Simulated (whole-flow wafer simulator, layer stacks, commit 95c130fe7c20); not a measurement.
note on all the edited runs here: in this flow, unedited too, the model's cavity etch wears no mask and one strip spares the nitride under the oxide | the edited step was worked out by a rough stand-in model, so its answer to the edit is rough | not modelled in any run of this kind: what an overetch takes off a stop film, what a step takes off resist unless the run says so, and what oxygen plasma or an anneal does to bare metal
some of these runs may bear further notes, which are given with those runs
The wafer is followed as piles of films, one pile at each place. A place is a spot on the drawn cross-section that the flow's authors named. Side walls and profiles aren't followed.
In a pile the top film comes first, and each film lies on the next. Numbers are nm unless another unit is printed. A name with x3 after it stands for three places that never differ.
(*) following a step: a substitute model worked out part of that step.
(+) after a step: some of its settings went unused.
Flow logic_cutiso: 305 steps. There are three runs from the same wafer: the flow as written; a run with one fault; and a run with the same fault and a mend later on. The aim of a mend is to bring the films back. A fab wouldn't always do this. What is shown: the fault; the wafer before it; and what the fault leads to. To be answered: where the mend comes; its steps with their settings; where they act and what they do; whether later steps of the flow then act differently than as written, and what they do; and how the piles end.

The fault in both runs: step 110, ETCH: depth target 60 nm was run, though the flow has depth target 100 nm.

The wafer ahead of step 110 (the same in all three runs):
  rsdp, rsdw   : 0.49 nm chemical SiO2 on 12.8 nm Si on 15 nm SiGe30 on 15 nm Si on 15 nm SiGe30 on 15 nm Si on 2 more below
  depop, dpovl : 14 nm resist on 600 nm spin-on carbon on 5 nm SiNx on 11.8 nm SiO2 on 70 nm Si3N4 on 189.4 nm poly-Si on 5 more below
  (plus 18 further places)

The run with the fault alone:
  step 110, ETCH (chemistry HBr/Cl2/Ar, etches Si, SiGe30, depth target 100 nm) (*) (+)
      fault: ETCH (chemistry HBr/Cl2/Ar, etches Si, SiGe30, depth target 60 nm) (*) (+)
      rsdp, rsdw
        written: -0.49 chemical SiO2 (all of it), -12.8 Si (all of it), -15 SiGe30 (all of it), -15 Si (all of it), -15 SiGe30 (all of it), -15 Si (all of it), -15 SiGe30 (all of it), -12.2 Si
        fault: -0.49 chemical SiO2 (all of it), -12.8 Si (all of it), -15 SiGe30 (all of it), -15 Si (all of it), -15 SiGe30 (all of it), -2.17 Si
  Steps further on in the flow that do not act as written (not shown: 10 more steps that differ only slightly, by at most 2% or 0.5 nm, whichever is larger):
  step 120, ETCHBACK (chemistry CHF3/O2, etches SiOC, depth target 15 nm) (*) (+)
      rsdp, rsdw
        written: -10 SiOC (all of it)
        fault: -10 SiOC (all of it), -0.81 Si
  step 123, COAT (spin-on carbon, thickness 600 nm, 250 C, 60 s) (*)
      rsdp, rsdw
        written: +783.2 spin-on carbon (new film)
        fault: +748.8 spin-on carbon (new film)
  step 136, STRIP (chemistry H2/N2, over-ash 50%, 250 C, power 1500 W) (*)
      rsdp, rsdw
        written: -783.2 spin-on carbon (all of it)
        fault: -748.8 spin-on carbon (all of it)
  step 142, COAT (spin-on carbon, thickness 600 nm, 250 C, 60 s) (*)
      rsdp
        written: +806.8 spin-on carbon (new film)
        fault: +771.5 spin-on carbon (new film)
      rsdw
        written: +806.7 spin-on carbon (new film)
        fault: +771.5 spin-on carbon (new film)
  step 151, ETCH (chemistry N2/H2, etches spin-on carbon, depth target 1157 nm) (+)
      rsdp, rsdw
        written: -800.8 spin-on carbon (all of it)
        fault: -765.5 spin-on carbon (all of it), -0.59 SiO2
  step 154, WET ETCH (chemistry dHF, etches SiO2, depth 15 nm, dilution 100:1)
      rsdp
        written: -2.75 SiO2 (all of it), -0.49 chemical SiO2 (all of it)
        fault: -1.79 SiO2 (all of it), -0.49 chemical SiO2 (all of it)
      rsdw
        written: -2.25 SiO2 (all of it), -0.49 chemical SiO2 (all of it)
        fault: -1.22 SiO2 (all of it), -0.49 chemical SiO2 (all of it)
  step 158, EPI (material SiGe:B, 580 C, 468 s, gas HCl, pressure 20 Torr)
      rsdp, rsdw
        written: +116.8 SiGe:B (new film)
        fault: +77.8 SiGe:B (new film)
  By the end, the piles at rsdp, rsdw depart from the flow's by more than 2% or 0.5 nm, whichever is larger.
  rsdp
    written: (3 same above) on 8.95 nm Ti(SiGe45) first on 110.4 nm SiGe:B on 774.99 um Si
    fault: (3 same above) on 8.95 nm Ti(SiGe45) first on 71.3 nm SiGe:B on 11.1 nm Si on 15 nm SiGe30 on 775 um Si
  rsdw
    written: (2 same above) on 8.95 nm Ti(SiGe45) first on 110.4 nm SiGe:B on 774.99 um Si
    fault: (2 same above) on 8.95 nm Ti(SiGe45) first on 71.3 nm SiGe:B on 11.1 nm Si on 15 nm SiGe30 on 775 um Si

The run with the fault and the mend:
  The mend stands after step 110.
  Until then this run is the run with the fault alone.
  step 110a, ETCH (chemistry HBr/Cl2/Ar, etches Si, SiGe30, depth target 40 nm) (*) (+) (the flow's step 110 again, with other settings)
      rsdp, rsdw
        -12.8 Si (all of it), -15 SiGe30 (all of it), -12.2 Si
  None of the later steps of the flow acts differently than as written at any place that is followed.
  By the end, the piles equal the flow's at every place that both follow.
